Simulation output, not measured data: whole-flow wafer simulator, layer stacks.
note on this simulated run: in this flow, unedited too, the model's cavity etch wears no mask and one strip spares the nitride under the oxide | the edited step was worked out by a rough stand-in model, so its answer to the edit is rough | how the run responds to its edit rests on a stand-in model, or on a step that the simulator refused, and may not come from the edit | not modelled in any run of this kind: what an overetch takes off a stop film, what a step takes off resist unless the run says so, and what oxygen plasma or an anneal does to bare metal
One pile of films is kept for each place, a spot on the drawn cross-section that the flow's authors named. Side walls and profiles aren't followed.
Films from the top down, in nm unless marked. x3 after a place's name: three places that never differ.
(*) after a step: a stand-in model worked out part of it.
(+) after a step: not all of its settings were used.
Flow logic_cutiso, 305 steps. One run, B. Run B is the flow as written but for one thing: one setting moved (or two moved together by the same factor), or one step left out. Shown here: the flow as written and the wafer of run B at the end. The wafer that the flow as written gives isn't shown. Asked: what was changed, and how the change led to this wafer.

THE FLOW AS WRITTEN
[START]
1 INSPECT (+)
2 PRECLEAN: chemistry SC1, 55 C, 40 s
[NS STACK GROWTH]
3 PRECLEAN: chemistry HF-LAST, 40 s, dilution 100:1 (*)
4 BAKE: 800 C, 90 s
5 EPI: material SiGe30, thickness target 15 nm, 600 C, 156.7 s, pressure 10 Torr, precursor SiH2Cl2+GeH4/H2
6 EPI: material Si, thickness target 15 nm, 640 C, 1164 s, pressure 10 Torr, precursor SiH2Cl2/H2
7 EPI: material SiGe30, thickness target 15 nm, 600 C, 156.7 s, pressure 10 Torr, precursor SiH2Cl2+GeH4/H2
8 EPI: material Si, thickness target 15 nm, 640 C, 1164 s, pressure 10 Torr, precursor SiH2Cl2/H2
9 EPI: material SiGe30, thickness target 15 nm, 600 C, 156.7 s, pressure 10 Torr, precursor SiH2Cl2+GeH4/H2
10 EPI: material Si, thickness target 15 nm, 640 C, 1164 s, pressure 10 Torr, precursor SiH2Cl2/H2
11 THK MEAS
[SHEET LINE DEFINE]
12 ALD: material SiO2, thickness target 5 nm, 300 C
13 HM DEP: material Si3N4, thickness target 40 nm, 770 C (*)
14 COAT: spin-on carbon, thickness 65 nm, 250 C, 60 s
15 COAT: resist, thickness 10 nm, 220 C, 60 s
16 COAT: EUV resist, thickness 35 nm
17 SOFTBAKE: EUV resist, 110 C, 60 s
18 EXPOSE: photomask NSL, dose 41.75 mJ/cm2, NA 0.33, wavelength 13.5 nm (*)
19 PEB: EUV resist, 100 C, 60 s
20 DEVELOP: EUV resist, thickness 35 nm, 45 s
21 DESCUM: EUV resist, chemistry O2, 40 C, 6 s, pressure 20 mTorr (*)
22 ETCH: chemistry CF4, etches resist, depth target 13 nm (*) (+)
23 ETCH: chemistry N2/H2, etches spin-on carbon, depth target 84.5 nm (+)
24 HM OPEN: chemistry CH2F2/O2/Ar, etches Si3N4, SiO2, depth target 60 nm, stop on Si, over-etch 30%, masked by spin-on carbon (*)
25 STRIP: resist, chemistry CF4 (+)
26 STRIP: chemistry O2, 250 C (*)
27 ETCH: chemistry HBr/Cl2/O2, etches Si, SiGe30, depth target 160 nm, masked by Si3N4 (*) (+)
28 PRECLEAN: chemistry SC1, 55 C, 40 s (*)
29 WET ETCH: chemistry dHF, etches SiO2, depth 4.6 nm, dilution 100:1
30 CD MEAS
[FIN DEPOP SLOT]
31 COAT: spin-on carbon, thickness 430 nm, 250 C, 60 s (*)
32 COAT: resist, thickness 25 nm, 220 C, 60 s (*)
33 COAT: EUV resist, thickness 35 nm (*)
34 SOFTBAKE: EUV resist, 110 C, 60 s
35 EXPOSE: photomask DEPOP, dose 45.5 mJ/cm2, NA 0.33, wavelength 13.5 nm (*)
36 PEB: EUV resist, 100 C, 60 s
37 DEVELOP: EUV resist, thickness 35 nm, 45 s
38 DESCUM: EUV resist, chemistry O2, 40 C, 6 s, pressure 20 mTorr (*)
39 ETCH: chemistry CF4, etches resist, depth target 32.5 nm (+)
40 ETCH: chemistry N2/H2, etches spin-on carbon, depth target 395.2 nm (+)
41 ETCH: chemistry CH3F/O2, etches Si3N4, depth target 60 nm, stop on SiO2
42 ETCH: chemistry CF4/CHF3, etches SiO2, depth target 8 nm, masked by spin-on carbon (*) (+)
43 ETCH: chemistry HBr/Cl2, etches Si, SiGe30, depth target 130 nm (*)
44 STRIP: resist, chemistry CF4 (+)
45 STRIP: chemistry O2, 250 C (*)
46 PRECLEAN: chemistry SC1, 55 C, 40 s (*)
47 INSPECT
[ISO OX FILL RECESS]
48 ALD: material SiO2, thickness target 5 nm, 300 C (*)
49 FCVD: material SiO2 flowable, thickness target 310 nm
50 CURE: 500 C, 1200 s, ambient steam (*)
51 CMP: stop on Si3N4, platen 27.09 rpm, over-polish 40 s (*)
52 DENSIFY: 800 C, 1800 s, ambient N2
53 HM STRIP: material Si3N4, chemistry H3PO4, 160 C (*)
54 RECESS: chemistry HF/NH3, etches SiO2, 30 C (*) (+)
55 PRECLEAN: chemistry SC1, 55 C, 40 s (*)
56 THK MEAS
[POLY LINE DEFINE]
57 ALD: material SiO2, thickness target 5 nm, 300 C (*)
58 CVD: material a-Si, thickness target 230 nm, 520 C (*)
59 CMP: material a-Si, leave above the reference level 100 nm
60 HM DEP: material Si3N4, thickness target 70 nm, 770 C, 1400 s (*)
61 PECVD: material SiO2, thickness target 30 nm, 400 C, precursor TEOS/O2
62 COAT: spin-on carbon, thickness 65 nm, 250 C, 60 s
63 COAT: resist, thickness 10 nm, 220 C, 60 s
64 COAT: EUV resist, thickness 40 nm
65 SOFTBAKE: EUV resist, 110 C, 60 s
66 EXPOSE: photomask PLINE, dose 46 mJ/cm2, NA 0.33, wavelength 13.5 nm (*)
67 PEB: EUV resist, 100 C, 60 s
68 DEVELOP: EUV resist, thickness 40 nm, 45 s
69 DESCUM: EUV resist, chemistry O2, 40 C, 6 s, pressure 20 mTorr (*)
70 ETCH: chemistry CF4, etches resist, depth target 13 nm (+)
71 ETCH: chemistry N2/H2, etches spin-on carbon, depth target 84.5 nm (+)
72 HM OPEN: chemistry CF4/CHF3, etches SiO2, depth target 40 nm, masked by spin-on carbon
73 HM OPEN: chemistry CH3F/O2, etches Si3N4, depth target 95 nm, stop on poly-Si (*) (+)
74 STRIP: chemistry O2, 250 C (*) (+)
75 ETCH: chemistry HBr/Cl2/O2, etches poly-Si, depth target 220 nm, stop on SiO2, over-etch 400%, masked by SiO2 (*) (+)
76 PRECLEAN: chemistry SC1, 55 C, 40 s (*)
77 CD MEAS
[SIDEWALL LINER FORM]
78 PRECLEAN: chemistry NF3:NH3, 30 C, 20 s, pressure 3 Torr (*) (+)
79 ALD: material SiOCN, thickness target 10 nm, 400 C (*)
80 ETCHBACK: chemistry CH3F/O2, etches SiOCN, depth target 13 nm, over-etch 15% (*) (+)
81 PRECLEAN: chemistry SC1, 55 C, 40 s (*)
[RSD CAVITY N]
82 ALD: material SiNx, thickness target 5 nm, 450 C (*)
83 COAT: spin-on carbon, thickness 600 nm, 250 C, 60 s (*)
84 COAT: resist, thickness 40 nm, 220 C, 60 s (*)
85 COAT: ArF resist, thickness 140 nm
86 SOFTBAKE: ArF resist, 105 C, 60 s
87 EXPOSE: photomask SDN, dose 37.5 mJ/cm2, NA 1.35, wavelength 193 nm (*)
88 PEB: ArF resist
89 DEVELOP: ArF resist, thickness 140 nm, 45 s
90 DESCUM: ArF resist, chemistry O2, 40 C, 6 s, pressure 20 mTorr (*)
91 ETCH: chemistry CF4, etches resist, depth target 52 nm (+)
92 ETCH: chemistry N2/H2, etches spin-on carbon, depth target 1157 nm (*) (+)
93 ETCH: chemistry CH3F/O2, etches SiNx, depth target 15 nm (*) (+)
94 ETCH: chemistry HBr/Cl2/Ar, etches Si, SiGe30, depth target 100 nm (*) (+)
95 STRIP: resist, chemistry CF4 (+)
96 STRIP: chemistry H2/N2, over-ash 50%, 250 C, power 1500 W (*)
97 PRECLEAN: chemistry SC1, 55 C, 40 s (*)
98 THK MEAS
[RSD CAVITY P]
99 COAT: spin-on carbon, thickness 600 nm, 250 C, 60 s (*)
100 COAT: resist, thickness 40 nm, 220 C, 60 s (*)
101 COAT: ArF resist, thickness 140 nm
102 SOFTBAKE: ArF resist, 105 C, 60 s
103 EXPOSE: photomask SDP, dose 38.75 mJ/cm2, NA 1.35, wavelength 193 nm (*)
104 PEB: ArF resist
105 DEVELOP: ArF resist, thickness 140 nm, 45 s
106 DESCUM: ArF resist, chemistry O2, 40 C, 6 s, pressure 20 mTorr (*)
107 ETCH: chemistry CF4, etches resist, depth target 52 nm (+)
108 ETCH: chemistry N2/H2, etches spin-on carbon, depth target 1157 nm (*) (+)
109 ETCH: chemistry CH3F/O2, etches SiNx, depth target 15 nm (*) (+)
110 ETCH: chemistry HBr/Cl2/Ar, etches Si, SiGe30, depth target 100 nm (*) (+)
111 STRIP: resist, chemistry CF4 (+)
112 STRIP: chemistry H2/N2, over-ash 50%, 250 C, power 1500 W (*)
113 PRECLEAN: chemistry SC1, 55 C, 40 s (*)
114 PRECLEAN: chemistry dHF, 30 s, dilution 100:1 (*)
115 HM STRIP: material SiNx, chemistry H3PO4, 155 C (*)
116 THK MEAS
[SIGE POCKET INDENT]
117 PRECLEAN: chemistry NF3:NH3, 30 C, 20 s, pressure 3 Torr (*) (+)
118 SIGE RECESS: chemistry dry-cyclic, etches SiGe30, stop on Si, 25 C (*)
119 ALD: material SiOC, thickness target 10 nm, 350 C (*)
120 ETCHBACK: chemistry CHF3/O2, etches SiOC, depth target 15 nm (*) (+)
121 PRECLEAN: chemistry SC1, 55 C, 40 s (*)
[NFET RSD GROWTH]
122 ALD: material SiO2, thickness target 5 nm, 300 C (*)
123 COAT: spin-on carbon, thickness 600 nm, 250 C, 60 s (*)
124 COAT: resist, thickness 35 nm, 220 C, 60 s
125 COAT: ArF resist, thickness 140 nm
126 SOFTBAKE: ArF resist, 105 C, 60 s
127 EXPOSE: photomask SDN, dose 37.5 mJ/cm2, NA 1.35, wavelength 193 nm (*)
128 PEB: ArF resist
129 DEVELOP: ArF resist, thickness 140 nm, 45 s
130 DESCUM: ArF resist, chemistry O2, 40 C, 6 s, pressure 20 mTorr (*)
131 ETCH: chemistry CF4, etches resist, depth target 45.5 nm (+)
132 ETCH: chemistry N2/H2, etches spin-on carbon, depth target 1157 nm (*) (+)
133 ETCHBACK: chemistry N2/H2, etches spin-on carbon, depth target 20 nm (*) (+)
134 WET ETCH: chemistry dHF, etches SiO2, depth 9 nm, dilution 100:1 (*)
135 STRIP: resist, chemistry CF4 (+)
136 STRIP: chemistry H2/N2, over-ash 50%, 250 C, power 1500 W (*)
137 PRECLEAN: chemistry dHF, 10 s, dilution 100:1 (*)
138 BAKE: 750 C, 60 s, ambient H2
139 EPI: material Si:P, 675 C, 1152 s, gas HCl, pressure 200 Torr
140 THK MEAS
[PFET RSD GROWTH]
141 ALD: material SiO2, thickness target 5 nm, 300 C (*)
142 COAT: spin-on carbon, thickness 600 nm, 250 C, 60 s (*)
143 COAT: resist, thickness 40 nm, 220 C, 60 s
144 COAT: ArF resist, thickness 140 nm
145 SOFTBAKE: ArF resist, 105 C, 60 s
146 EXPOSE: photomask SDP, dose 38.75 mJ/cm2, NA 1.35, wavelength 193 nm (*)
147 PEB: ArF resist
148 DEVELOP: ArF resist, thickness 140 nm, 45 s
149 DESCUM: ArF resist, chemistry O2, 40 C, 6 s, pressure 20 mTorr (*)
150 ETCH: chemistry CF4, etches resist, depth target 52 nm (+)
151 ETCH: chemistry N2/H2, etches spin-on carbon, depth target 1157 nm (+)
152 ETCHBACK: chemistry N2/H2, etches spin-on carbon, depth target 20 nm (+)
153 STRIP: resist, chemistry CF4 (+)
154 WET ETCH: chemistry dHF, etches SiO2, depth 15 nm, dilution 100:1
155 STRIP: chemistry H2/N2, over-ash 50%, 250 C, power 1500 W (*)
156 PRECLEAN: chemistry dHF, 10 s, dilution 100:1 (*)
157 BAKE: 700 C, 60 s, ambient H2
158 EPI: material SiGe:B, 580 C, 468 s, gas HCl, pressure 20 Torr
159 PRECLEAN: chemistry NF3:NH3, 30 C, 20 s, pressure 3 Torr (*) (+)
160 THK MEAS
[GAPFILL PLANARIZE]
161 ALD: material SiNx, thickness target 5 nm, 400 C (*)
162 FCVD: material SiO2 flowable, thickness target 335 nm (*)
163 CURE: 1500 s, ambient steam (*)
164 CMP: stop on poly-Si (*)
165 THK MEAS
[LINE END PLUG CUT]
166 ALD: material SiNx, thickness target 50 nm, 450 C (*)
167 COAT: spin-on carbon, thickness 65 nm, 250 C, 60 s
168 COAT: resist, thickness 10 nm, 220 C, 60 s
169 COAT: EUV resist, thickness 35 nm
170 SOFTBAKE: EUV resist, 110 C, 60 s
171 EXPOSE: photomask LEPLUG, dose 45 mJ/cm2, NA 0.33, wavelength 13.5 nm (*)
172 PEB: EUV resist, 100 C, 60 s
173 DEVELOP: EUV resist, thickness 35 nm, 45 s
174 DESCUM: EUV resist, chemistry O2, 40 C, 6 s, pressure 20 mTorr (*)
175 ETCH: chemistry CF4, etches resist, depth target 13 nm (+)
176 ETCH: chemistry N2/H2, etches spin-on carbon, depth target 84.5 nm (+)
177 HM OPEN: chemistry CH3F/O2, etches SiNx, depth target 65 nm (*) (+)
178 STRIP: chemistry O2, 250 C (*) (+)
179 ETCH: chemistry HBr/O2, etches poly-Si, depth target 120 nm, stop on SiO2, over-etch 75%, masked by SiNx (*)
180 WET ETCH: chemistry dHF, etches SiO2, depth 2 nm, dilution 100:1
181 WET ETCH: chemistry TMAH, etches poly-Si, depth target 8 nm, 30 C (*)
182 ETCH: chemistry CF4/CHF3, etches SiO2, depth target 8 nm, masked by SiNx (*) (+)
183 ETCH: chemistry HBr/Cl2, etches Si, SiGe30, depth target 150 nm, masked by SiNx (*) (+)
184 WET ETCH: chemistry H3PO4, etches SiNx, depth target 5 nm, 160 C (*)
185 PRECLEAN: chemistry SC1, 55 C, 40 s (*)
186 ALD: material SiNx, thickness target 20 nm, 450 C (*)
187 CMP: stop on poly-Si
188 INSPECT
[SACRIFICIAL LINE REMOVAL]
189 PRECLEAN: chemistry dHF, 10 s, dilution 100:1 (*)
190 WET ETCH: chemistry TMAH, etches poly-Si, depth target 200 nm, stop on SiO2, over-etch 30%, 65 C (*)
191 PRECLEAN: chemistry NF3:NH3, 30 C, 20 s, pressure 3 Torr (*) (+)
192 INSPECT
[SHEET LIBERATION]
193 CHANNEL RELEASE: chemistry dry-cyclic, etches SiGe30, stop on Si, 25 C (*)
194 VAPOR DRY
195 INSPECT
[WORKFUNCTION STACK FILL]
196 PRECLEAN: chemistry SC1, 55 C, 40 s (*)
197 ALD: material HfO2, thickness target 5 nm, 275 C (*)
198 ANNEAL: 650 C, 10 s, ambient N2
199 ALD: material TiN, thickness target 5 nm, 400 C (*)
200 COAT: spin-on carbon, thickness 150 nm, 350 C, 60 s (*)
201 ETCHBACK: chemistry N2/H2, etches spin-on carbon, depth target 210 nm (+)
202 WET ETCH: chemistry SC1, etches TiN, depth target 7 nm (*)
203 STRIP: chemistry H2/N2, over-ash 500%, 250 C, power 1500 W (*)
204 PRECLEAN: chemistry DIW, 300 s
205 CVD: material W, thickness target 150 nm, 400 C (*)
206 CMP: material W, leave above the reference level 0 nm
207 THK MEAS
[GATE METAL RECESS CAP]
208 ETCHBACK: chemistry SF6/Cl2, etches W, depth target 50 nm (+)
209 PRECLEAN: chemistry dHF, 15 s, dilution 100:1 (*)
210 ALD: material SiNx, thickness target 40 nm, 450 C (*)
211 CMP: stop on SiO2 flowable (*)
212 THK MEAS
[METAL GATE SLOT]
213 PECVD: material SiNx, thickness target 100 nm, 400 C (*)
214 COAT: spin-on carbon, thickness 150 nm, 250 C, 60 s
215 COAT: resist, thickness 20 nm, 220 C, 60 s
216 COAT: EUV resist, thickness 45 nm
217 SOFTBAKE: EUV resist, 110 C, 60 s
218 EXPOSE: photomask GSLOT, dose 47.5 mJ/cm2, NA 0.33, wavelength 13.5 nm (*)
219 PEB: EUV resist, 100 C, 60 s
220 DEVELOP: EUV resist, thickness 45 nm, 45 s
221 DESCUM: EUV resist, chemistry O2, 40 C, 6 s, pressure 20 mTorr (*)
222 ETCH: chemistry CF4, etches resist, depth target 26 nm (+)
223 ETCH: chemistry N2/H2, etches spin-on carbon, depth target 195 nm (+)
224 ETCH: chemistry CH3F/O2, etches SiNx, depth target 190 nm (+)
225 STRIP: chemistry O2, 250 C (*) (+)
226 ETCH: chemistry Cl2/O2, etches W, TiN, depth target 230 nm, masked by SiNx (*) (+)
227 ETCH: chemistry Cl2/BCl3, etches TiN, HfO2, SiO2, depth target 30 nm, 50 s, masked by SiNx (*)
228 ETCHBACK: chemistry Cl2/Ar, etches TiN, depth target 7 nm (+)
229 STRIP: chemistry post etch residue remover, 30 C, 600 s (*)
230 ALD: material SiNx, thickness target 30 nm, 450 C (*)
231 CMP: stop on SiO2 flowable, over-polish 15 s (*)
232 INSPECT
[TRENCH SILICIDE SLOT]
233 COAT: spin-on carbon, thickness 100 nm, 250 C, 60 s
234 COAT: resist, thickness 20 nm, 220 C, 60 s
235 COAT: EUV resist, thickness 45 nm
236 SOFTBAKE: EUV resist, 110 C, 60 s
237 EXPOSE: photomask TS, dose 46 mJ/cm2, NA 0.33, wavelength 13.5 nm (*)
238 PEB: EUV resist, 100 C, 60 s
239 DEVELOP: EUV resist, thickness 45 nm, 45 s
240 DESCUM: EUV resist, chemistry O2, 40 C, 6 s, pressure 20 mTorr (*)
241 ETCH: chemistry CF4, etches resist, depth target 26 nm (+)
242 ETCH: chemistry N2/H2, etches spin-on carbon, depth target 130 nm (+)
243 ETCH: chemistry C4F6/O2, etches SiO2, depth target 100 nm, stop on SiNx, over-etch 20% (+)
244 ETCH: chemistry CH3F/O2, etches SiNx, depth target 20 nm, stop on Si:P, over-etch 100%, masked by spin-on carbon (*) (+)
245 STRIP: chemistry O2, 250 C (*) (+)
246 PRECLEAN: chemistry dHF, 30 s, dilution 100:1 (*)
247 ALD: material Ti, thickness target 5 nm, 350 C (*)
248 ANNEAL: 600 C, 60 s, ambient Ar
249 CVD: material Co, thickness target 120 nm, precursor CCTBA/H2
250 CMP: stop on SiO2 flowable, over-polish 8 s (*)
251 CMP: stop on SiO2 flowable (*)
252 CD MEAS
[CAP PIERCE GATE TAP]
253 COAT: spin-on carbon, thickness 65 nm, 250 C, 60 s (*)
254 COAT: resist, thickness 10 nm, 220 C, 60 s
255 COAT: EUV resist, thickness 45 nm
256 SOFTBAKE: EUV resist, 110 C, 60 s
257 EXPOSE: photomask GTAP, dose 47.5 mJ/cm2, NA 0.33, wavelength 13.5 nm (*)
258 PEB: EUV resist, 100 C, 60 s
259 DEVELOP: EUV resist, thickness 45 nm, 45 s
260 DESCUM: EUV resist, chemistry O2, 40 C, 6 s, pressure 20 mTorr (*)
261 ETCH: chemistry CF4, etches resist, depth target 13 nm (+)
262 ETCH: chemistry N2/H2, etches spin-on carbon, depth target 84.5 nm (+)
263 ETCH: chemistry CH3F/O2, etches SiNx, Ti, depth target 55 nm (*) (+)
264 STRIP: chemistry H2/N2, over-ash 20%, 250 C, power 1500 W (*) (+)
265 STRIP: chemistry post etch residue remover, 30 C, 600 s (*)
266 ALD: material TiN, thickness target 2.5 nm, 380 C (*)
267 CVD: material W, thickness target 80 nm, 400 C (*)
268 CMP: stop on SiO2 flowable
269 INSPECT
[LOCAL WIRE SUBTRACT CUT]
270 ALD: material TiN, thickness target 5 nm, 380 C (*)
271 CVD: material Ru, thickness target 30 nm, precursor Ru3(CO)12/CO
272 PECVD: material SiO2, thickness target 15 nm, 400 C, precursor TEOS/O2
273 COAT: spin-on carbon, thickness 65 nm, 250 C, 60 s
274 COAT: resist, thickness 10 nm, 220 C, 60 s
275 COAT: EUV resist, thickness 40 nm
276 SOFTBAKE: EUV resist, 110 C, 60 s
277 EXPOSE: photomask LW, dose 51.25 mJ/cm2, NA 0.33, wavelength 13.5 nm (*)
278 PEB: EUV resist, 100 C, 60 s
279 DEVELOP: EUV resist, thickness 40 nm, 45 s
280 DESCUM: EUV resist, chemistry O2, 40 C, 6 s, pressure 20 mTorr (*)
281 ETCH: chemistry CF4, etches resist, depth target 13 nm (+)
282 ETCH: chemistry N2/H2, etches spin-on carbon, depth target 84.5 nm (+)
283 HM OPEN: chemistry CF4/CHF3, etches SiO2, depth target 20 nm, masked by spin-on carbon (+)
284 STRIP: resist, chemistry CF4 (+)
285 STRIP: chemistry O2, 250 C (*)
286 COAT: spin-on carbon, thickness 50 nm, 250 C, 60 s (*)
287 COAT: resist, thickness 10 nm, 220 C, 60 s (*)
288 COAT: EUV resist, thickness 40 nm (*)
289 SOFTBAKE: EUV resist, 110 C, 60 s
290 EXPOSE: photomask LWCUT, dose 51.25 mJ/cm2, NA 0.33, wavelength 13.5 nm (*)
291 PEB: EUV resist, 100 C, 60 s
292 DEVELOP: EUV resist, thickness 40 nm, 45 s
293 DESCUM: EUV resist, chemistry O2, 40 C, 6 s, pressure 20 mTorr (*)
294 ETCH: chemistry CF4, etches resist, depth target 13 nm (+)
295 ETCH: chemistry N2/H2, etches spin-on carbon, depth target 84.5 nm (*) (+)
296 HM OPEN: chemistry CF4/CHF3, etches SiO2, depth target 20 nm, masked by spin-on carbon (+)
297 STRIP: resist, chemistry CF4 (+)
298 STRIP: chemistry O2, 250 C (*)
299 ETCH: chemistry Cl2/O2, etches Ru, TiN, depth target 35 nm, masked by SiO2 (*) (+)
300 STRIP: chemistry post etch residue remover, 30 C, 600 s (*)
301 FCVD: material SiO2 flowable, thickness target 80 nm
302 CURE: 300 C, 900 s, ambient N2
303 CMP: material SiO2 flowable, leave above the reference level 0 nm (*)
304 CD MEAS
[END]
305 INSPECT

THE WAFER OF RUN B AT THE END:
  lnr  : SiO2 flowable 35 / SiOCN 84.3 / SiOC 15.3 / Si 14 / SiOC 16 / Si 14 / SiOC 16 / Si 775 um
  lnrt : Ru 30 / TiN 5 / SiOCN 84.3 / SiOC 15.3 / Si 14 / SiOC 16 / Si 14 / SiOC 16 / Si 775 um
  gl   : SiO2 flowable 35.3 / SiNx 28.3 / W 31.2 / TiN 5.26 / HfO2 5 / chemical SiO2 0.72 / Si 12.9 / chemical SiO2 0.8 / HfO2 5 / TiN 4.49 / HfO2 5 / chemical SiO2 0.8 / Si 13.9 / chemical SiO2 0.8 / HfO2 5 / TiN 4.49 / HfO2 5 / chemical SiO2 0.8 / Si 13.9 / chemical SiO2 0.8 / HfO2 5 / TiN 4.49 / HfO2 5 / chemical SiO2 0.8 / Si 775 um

The cause: step 75, ETCH: over-etch 460% was run, where the flow has over-etch 400%.

How the change led to this, step by step:
  75 ETCH: chemistry HBr/Cl2/O2, etches poly-Si, depth target 220 nm, stop on SiO2, over-etch 400%, masked by SiO2 (*) (+)
      lnr, lnrp, lnrt, rsdn, rsdp, rsdw, rsdx: chemical SiO2 -0.79 (all of it), poly-Si -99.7 (all of it), SiO2 -5 (all of it), chemical SiO2 -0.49 (all of it), Si -13.9 (all of it) (as written it would be: chemical SiO2 -0.79 (all of it), poly-Si -99.7 (all of it), SiO2 -5 (all of it))
      iso, lnri: chemical SiO2 -0.79 (all of it), poly-Si -189.1 (all of it), SiO2 -5 (all of it), SiO2 flowable -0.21 (as written it would be: chemical SiO2 -0.79 (all of it), poly-Si -189.1 (all of it), SiO2 -4.55)
      (and at 13 more places)
  80 ETCHBACK: chemistry CH3F/O2, etches SiOCN, depth target 13 nm, over-etch 15% (*) (+)
      rsdn, rsdp, rsdw, rsdx: SiOCN -10 (all of it), SiGe30 -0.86 (as written it would be: SiOCN -10 (all of it), Si -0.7)
      lnr, lnrp, lnrt: SiOCN +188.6 (as written it would be: SiOCN +175.1)
  94 ETCH: chemistry HBr/Cl2/Ar, etches Si, SiGe30, depth target 100 nm (*) (+)
      rsdn, rsdx: chemical SiO2 -0.49 (all of it), SiGe30 -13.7 (all of it), Si -15 (all of it), SiGe30 -15 (all of it), Si -15 (all of it), SiGe30 -15 (all of it), Si -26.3 (as written it would be: chemical SiO2 -0.49 (all of it), Si -12.8 (all of it), SiGe30 -15 (all of it), Si -15 (all of it), SiGe30 -15 (all of it), Si -15 (all of it), SiGe30 -15 (all of it), Si -12.2)
  110 ETCH: chemistry HBr/Cl2/Ar, etches Si, SiGe30, depth target 100 nm (*) (+)
      rsdp, rsdw: chemical SiO2 -0.49 (all of it), SiGe30 -13.7 (all of it), Si -15 (all of it), SiGe30 -15 (all of it), Si -15 (all of it), SiGe30 -15 (all of it), Si -26.3 (as written it would be: chemical SiO2 -0.49 (all of it), Si -12.8 (all of it), SiGe30 -15 (all of it), Si -15 (all of it), SiGe30 -15 (all of it), Si -15 (all of it), SiGe30 -15 (all of it), Si -12.2)
  118 SIGE RECESS: chemistry dry-cyclic, etches SiGe30, stop on Si, 25 C (*)
      lnr, lnrp, lnrt: SiOCN -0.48, cavity +15.3 (new film), SiGe30 -14.8 (all of it), Si -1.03, cavity +16 (new film), SiGe30 -15 (all of it), Si -1.03, cavity +16 (new film), SiGe30 -15 (all of it), Si -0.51 (as written it would be: SiOCN -0.48, Si -0.51, cavity +16 (new film), SiGe30 -15 (all of it), Si -1.03, cavity +16 (new film), SiGe30 -15 (all of it), Si -1.03, cavity +16 (new film), SiGe30 -15 (all of it), Si -0.51)
  119 ALD: material SiOC, thickness target 10 nm, 350 C (*)
      lnr, lnrp, lnrt: SiOC +10 (new film), SiOC +15.3 (new film), cavity -15.3 (all of it), SiOC +16 (new film), cavity -16 (all of it), SiOC +16 (new film), cavity -16 (all of it) (as written it would be: SiOC +10 (new film), SiOC +16 (new film), cavity -16 (all of it), SiOC +16 (new film), cavity -16 (all of it), SiOC +16 (new film), cavity -16 (all of it))
  120 ETCHBACK: chemistry CHF3/O2, etches SiOC, depth target 15 nm (*) (+)
      gxn: SiOC -10.9 (all of it), SiO2 -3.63 (all of it), Si3N4 -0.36 (as written it would be: SiOC -11 (all of it), SiO2 -4.21 (all of it))
      gxp: SiOC -10.9 (all of it), SiO2 -3.67 (all of it), Si3N4 -0.35 (as written it would be: SiOC -11 (all of it), SiO2 -4.25 (all of it))
      (and at 3 more places)
  132 ETCH: chemistry N2/H2, etches spin-on carbon, depth target 1157 nm (*) (+)
      gxn: spin-on carbon -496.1 (all of it), SiO2 -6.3 (all of it) (as written it would be: spin-on carbon -499.4 (all of it), SiO2 -6.06)
  133 ETCHBACK: chemistry N2/H2, etches spin-on carbon, depth target 20 nm (*) (+)
      gxn: Si3N4 -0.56 (as written it would be: SiO2 -0.7 (all of it), Si3N4 -0.21)
  139 EPI: material Si:P, 675 C, 1152 s, gas HCl, pressure 200 Torr
      rsdn, rsdx: Si:P +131 (new film) (as written it would be: Si:P +116.9 (new film))
  141 ALD: material SiO2, thickness target 5 nm, 300 C (*)
      gxn: SiO2 +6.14 (new film) (as written it would be: SiO2 +10.1 (new film))
  153 STRIP: resist, chemistry CF4 (+)
      gxp: SiO2 -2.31 (all of it) (as written it would be: SiO2 -3.06 (all of it))
  158 EPI: material SiGe:B, 580 C, 468 s, gas HCl, pressure 20 Torr
      rsdp, rsdw: SiGe:B +131 (new film) (as written it would be: SiGe:B +116.8 (new film))
  159 PRECLEAN: chemistry NF3:NH3, 30 C, 20 s, pressure 3 Torr (*) (+)
      gxn: SiO2 -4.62 (all of it), Si3N4 -0.21 (as written it would be: SiO2 -7.5)
  164 CMP: stop on poly-Si (*)
      gxn: SiO2 flowable -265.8 (all of it), SiNx -5 (all of it), Si3N4 -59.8 (all of it) (as written it would be: SiO2 flowable -264.5 (all of it), SiNx -5 (all of it), SiO2 -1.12 (all of it), Si3N4 -60.3 (all of it))
      depop, dpovl, isow, ns, nsgap: SiO2 flowable -326.8 (all of it), SiNx -5 (all of it), SiO2 -3.56 (all of it), Si3N4 -70 (all of it) (as written it would be: SiO2 flowable -326.8 (all of it), SiNx -5 (all of it), SiO2 -4.13 (all of it), Si3N4 -70 (all of it))
      (and at 3 more places)
